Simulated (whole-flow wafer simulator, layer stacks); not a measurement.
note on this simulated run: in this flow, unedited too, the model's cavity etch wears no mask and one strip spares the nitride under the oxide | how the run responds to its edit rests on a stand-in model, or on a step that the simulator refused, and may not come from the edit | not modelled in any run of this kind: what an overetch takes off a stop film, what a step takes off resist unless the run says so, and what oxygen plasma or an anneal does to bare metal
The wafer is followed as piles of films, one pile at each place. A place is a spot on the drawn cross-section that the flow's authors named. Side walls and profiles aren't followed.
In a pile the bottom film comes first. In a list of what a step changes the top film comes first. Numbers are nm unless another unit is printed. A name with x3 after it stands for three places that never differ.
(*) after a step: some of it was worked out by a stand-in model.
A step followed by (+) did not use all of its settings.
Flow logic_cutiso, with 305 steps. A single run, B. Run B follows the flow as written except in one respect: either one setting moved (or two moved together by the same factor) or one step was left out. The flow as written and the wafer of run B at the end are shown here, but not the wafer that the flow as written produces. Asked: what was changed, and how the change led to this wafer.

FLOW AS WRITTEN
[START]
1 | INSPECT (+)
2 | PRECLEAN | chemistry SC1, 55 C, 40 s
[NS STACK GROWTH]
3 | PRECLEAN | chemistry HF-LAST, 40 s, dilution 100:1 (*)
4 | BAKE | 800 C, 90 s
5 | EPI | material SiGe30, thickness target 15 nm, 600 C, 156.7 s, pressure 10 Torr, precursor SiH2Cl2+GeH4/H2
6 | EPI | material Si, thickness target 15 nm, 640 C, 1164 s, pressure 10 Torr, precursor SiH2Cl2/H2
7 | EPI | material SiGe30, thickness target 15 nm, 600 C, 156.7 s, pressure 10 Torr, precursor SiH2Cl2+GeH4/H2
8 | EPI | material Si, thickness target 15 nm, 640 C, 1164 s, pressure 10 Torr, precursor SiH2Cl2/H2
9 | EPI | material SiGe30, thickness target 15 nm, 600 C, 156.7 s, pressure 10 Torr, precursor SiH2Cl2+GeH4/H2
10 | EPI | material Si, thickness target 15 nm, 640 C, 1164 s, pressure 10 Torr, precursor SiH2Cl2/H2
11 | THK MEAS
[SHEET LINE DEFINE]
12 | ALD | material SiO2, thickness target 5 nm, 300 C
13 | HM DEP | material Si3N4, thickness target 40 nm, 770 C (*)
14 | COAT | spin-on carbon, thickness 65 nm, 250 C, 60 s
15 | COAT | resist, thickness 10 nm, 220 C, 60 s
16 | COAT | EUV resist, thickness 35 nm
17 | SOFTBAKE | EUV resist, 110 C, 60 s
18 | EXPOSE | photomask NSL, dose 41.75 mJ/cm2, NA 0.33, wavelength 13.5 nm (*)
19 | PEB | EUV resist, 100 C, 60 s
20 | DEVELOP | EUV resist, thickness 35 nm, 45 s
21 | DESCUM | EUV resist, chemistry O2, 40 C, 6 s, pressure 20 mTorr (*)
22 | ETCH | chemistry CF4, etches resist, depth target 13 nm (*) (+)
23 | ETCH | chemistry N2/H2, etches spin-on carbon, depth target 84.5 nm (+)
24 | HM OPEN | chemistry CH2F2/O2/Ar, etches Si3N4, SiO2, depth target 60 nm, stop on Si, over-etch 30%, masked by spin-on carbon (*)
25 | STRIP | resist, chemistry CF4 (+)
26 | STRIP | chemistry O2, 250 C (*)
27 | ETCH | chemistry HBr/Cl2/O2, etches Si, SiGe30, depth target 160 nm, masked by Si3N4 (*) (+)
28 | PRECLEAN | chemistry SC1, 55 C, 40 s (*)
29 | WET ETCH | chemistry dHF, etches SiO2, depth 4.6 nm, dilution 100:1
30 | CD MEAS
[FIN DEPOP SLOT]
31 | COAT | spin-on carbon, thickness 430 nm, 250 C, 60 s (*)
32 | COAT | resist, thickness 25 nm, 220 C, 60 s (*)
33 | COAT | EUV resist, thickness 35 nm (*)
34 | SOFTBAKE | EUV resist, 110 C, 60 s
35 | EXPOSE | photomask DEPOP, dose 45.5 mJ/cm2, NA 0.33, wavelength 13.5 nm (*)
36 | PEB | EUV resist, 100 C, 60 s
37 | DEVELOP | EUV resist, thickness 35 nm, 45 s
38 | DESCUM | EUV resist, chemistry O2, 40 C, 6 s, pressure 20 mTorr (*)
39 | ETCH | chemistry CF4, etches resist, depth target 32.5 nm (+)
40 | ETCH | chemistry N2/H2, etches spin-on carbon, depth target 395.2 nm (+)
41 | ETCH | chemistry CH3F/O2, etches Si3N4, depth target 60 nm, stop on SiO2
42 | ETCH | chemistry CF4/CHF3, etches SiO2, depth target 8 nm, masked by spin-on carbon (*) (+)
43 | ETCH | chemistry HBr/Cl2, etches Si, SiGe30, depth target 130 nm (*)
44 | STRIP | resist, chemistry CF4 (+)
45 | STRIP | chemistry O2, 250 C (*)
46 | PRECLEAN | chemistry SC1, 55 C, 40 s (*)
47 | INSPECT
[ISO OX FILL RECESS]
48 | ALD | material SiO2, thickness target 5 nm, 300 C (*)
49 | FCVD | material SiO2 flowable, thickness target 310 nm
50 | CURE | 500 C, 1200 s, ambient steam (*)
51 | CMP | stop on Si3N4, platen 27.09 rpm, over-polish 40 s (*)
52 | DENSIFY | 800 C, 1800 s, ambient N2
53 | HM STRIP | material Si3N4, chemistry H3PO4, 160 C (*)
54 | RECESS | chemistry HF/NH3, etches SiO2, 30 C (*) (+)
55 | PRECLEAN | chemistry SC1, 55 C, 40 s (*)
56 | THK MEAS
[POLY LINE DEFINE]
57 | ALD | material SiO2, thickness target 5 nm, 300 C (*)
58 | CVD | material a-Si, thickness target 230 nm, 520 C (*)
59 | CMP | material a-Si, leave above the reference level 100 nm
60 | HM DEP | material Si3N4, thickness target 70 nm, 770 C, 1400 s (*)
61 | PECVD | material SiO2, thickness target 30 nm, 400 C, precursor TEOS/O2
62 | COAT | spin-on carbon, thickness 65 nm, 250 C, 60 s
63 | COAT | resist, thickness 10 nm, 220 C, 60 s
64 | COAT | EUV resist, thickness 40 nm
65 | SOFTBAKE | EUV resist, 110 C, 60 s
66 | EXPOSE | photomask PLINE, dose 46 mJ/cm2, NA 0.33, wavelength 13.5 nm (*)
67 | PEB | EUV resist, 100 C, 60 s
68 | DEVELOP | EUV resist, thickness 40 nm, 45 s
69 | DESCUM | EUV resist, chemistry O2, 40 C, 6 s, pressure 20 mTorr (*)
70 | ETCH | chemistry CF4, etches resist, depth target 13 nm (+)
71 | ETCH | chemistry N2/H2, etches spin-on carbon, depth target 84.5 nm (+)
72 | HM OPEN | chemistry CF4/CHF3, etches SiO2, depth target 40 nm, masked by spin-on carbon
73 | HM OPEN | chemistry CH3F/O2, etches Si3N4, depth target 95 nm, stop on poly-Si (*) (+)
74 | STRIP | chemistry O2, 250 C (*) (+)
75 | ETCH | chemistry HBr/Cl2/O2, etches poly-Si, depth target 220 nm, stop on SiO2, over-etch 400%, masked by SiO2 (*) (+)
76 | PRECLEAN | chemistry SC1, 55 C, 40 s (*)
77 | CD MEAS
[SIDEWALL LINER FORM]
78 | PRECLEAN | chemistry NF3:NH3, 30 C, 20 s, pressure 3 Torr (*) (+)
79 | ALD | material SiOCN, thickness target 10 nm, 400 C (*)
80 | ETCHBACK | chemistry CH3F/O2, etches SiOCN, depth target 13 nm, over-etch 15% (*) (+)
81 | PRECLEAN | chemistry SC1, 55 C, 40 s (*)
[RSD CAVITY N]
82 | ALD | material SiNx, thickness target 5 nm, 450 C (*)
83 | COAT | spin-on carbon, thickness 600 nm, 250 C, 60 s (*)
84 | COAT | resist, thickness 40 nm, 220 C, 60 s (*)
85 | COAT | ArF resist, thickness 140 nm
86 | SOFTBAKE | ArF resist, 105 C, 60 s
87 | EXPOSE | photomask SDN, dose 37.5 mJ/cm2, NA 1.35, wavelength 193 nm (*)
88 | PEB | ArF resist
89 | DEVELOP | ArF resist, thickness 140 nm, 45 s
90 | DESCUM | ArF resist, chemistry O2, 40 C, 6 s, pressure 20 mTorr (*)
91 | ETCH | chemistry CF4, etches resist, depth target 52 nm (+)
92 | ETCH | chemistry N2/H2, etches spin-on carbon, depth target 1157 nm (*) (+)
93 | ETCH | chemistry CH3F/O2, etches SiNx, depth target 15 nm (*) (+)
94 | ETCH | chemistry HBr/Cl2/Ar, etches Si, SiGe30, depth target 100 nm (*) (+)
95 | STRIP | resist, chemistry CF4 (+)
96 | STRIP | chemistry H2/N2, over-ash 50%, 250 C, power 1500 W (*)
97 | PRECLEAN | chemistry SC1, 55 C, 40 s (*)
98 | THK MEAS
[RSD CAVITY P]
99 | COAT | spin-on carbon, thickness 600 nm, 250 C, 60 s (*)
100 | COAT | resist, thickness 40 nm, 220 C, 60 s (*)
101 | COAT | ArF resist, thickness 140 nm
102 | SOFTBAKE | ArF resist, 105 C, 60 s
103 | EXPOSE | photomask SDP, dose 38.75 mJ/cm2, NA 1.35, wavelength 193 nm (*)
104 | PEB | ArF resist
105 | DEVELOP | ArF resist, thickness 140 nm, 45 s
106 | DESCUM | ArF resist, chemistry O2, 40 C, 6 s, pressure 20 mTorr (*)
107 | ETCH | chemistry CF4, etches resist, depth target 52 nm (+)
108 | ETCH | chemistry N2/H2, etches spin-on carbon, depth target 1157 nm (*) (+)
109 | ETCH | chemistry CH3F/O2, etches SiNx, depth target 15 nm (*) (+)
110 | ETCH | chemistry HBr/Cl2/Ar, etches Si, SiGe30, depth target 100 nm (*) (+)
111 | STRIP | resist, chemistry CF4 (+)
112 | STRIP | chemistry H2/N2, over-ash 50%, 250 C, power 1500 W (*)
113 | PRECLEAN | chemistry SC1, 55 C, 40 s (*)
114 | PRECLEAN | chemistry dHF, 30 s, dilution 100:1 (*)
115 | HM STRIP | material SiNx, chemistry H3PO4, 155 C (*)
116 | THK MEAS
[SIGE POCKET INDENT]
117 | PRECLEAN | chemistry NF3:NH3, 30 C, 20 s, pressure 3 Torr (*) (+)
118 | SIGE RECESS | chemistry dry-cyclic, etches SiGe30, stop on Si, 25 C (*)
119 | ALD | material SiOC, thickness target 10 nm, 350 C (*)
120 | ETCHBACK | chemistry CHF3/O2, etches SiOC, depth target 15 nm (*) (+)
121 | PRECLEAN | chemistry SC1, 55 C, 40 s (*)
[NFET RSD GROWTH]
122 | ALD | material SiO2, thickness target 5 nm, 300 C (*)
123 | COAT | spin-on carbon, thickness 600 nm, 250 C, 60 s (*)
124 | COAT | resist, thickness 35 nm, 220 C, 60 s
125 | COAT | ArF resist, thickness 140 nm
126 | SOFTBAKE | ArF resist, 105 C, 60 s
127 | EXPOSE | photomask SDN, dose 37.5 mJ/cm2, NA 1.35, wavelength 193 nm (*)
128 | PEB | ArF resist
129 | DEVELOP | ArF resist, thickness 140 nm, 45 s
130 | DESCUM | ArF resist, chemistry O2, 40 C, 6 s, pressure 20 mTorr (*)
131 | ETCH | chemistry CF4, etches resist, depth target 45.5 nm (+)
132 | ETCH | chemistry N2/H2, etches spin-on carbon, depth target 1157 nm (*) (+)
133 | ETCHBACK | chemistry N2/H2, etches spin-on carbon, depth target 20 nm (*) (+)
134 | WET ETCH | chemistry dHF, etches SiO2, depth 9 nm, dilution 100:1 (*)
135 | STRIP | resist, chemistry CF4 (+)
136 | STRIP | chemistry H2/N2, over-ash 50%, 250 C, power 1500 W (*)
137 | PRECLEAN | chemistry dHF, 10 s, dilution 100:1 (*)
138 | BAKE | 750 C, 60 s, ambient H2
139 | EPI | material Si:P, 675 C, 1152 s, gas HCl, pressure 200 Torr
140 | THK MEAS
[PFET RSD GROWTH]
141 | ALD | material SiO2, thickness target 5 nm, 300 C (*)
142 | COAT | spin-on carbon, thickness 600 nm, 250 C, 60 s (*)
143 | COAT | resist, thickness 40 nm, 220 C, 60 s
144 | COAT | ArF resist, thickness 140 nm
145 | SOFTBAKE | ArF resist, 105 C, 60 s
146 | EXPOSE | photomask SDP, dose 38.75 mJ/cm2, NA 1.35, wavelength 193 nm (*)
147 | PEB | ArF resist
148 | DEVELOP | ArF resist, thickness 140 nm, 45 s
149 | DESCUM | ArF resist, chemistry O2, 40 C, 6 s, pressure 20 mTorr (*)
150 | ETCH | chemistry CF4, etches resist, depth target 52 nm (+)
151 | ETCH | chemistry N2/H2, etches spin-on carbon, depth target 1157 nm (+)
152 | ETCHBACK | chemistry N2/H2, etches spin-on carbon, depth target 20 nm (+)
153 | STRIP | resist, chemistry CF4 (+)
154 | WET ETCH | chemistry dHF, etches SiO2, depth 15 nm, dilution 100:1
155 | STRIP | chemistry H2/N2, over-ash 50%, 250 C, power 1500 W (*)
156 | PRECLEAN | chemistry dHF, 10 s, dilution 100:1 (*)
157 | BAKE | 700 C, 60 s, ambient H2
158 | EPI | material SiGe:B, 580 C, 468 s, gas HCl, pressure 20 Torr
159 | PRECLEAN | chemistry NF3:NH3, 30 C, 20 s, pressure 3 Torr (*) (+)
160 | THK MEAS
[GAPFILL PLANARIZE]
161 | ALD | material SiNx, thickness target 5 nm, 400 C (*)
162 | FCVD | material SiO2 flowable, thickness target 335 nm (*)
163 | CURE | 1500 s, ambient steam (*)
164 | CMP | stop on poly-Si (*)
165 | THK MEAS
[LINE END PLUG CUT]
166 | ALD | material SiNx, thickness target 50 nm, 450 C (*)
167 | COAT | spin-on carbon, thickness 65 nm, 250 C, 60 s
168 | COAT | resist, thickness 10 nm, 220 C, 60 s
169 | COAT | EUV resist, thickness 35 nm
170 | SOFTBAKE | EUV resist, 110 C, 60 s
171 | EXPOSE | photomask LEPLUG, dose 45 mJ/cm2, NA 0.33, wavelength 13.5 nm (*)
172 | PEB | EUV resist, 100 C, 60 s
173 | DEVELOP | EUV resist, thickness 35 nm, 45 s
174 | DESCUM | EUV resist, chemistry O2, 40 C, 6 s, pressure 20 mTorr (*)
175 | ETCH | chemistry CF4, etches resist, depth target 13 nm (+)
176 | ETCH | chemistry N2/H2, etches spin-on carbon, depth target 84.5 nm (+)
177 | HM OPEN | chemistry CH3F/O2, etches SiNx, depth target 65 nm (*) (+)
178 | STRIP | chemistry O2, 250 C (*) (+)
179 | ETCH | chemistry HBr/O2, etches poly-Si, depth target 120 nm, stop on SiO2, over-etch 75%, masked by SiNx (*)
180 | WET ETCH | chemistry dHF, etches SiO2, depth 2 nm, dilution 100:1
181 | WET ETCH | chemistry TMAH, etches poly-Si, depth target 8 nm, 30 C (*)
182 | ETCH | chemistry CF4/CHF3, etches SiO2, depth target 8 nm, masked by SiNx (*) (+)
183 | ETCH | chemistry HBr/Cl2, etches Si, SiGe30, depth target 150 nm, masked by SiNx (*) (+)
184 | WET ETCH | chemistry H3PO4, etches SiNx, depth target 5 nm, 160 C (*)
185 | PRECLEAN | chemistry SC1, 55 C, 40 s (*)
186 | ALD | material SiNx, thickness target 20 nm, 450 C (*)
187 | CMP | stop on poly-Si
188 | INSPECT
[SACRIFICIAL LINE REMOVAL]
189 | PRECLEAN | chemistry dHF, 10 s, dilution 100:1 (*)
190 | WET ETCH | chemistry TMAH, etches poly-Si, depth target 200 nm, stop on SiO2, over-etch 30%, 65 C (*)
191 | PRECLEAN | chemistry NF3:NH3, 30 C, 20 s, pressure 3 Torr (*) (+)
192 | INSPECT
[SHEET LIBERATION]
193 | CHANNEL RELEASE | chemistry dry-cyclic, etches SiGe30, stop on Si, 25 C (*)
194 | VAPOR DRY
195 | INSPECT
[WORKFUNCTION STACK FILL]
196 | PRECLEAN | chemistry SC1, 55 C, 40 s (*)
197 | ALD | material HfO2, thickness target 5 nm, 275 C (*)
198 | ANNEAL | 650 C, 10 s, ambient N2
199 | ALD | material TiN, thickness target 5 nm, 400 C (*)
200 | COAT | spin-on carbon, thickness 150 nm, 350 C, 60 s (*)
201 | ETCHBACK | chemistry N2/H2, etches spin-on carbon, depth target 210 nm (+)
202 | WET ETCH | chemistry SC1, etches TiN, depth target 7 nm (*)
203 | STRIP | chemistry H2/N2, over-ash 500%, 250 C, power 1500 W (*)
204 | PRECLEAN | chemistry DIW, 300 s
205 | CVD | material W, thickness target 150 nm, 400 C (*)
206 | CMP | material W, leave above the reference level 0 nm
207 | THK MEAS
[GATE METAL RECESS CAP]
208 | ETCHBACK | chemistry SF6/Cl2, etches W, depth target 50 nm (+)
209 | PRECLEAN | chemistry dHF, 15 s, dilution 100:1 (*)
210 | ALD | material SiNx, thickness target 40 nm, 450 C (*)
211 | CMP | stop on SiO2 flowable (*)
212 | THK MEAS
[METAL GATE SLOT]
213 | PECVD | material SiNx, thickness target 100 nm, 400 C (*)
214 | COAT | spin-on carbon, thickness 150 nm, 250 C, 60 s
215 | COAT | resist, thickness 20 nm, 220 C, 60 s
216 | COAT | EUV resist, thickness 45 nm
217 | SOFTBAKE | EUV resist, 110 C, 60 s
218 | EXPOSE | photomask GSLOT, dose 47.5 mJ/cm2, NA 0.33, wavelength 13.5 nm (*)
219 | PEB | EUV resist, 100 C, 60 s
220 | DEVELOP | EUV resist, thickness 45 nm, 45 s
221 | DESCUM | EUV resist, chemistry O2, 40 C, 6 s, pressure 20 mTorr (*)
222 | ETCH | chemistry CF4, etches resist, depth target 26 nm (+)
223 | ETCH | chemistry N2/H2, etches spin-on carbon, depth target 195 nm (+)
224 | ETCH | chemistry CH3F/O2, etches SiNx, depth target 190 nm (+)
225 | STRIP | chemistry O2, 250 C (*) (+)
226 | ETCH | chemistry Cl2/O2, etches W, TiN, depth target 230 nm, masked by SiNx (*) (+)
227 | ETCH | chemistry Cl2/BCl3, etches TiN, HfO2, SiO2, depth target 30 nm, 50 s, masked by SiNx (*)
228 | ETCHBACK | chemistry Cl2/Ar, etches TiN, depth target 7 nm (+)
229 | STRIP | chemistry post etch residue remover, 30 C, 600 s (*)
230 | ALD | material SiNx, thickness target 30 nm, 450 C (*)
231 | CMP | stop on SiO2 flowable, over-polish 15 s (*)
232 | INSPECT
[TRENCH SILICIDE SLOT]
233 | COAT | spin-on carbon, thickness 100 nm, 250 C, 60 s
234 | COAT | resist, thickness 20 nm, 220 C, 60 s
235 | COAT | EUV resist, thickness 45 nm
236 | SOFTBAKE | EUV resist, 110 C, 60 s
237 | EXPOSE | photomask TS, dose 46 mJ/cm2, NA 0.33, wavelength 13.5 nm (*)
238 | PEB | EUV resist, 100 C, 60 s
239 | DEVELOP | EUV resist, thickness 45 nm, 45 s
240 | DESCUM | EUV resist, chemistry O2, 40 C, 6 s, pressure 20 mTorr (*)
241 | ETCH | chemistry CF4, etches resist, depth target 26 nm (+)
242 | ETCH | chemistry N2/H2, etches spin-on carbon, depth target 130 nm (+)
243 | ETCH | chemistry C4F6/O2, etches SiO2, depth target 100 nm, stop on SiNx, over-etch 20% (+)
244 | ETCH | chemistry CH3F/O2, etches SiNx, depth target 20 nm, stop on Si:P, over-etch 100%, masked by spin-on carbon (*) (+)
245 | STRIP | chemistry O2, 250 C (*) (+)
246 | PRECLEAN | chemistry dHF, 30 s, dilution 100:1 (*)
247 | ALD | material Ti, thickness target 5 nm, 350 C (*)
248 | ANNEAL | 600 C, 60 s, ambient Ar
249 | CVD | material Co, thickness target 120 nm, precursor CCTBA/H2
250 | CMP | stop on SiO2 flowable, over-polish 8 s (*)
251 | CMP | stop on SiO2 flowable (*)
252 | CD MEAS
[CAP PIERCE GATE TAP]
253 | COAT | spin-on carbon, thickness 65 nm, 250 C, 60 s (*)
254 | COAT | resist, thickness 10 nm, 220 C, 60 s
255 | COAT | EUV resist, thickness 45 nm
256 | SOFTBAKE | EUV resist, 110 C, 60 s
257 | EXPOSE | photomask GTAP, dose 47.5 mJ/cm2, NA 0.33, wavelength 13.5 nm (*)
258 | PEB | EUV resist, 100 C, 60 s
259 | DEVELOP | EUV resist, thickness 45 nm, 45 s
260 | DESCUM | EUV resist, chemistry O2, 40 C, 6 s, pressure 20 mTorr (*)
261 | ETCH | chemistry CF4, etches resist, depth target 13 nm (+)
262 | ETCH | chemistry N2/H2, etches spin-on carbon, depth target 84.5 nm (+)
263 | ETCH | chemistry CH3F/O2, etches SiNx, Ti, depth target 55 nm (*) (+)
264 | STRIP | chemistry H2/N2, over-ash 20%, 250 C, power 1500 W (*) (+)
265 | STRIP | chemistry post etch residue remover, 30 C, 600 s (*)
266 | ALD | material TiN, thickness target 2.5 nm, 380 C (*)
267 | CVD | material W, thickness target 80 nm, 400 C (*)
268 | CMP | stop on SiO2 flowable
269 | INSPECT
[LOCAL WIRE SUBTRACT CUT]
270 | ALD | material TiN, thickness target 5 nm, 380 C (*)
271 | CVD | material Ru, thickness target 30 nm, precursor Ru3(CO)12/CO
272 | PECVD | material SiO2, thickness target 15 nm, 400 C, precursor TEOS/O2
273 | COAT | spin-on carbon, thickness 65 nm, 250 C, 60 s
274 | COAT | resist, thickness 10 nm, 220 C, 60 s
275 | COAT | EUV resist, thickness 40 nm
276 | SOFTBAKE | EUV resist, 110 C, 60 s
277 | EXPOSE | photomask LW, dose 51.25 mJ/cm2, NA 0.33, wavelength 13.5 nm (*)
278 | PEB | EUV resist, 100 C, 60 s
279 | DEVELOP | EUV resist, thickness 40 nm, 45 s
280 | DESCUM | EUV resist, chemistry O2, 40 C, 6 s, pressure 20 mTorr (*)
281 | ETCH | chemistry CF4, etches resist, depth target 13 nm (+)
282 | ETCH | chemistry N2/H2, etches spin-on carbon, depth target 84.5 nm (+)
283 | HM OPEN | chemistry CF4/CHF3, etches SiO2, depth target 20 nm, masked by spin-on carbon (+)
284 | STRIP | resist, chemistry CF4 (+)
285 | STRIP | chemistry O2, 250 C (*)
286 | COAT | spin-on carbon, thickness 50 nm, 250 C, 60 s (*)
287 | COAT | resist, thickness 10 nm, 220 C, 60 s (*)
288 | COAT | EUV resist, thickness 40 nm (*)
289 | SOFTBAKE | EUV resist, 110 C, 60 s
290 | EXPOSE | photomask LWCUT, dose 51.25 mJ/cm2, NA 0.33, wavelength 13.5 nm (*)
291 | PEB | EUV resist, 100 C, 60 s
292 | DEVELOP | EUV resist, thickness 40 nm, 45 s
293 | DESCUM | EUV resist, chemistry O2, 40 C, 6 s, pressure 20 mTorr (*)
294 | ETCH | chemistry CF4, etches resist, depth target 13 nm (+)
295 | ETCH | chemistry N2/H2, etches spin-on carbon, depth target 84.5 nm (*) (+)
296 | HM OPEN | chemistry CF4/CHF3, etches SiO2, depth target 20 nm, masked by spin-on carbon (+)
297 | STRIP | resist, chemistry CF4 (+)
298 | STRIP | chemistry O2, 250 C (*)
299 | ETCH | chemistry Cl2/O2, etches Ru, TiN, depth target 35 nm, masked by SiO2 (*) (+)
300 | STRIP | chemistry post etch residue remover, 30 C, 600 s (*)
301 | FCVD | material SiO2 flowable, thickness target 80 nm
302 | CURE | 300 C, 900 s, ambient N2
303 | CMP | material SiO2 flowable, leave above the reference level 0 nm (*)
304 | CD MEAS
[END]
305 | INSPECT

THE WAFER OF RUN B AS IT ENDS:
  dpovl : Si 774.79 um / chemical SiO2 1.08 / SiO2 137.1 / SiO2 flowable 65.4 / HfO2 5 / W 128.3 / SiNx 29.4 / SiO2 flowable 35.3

What caused this: step 40, ETCH: depth target 563.2 nm was run, while the flow as written has depth target 395.2 nm.

How this came from the change, step by step:
  40 | ETCH | chemistry N2/H2, etches spin-on carbon, depth target 395.2 nm (+)
      dpovl: -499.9 spin-on carbon (all of it) (as written it would have been: -395.2 spin-on carbon)
      gfld, gl, glp and 17 more: -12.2 EUV resist (all of it), -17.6 resist (as written it would have been: -12.2 EUV resist (all of it), -13.9 resist)
      (also at 1 further place)
  41 | ETCH | chemistry CH3F/O2, etches Si3N4, depth target 60 nm, stop on SiO2
      dpovl: -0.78 Si (as written it would have been: -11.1 spin-on carbon)
      depop: -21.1 Si3N4 (all of it), -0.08 SiO2 (as written it would have been: -22.2 Si3N4 (all of it), -0.08 SiO2)
  42 | ETCH | chemistry CF4/CHF3, etches SiO2, depth target 8 nm, masked by spin-on carbon (*) (+)
      dpovl: -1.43 Si (as written it would have been: -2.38 spin-on carbon)
      gfld: -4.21 resist (all of it), -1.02 spin-on carbon (as written it would have been: -7.38 resist)
      (also at 19 further places)
  43 | ETCH | chemistry HBr/Cl2, etches Si, SiGe30, depth target 130 nm (*)
      dpovl: -130 Si (as written it would have been: -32 spin-on carbon)
  45 | STRIP | chemistry O2, 250 C (*)
      dpovl: +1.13 chemical SiO2 (new film), -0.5 Si (as written it would have been: +0.82 chemical SiO2 (new film), -59.3 spin-on carbon (all of it), -0.36 Si)
  48 | ALD | material SiO2, thickness target 5 nm, 300 C (*)
      dpovl: +137.1 SiO2 (new film) (as written it would have been: +5 SiO2 (new film))
  52 | DENSIFY | 800 C, 1800 s, ambient N2
      nsgap: -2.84 SiO2 flowable (as written it would have been: -2.13 SiO2 flowable)
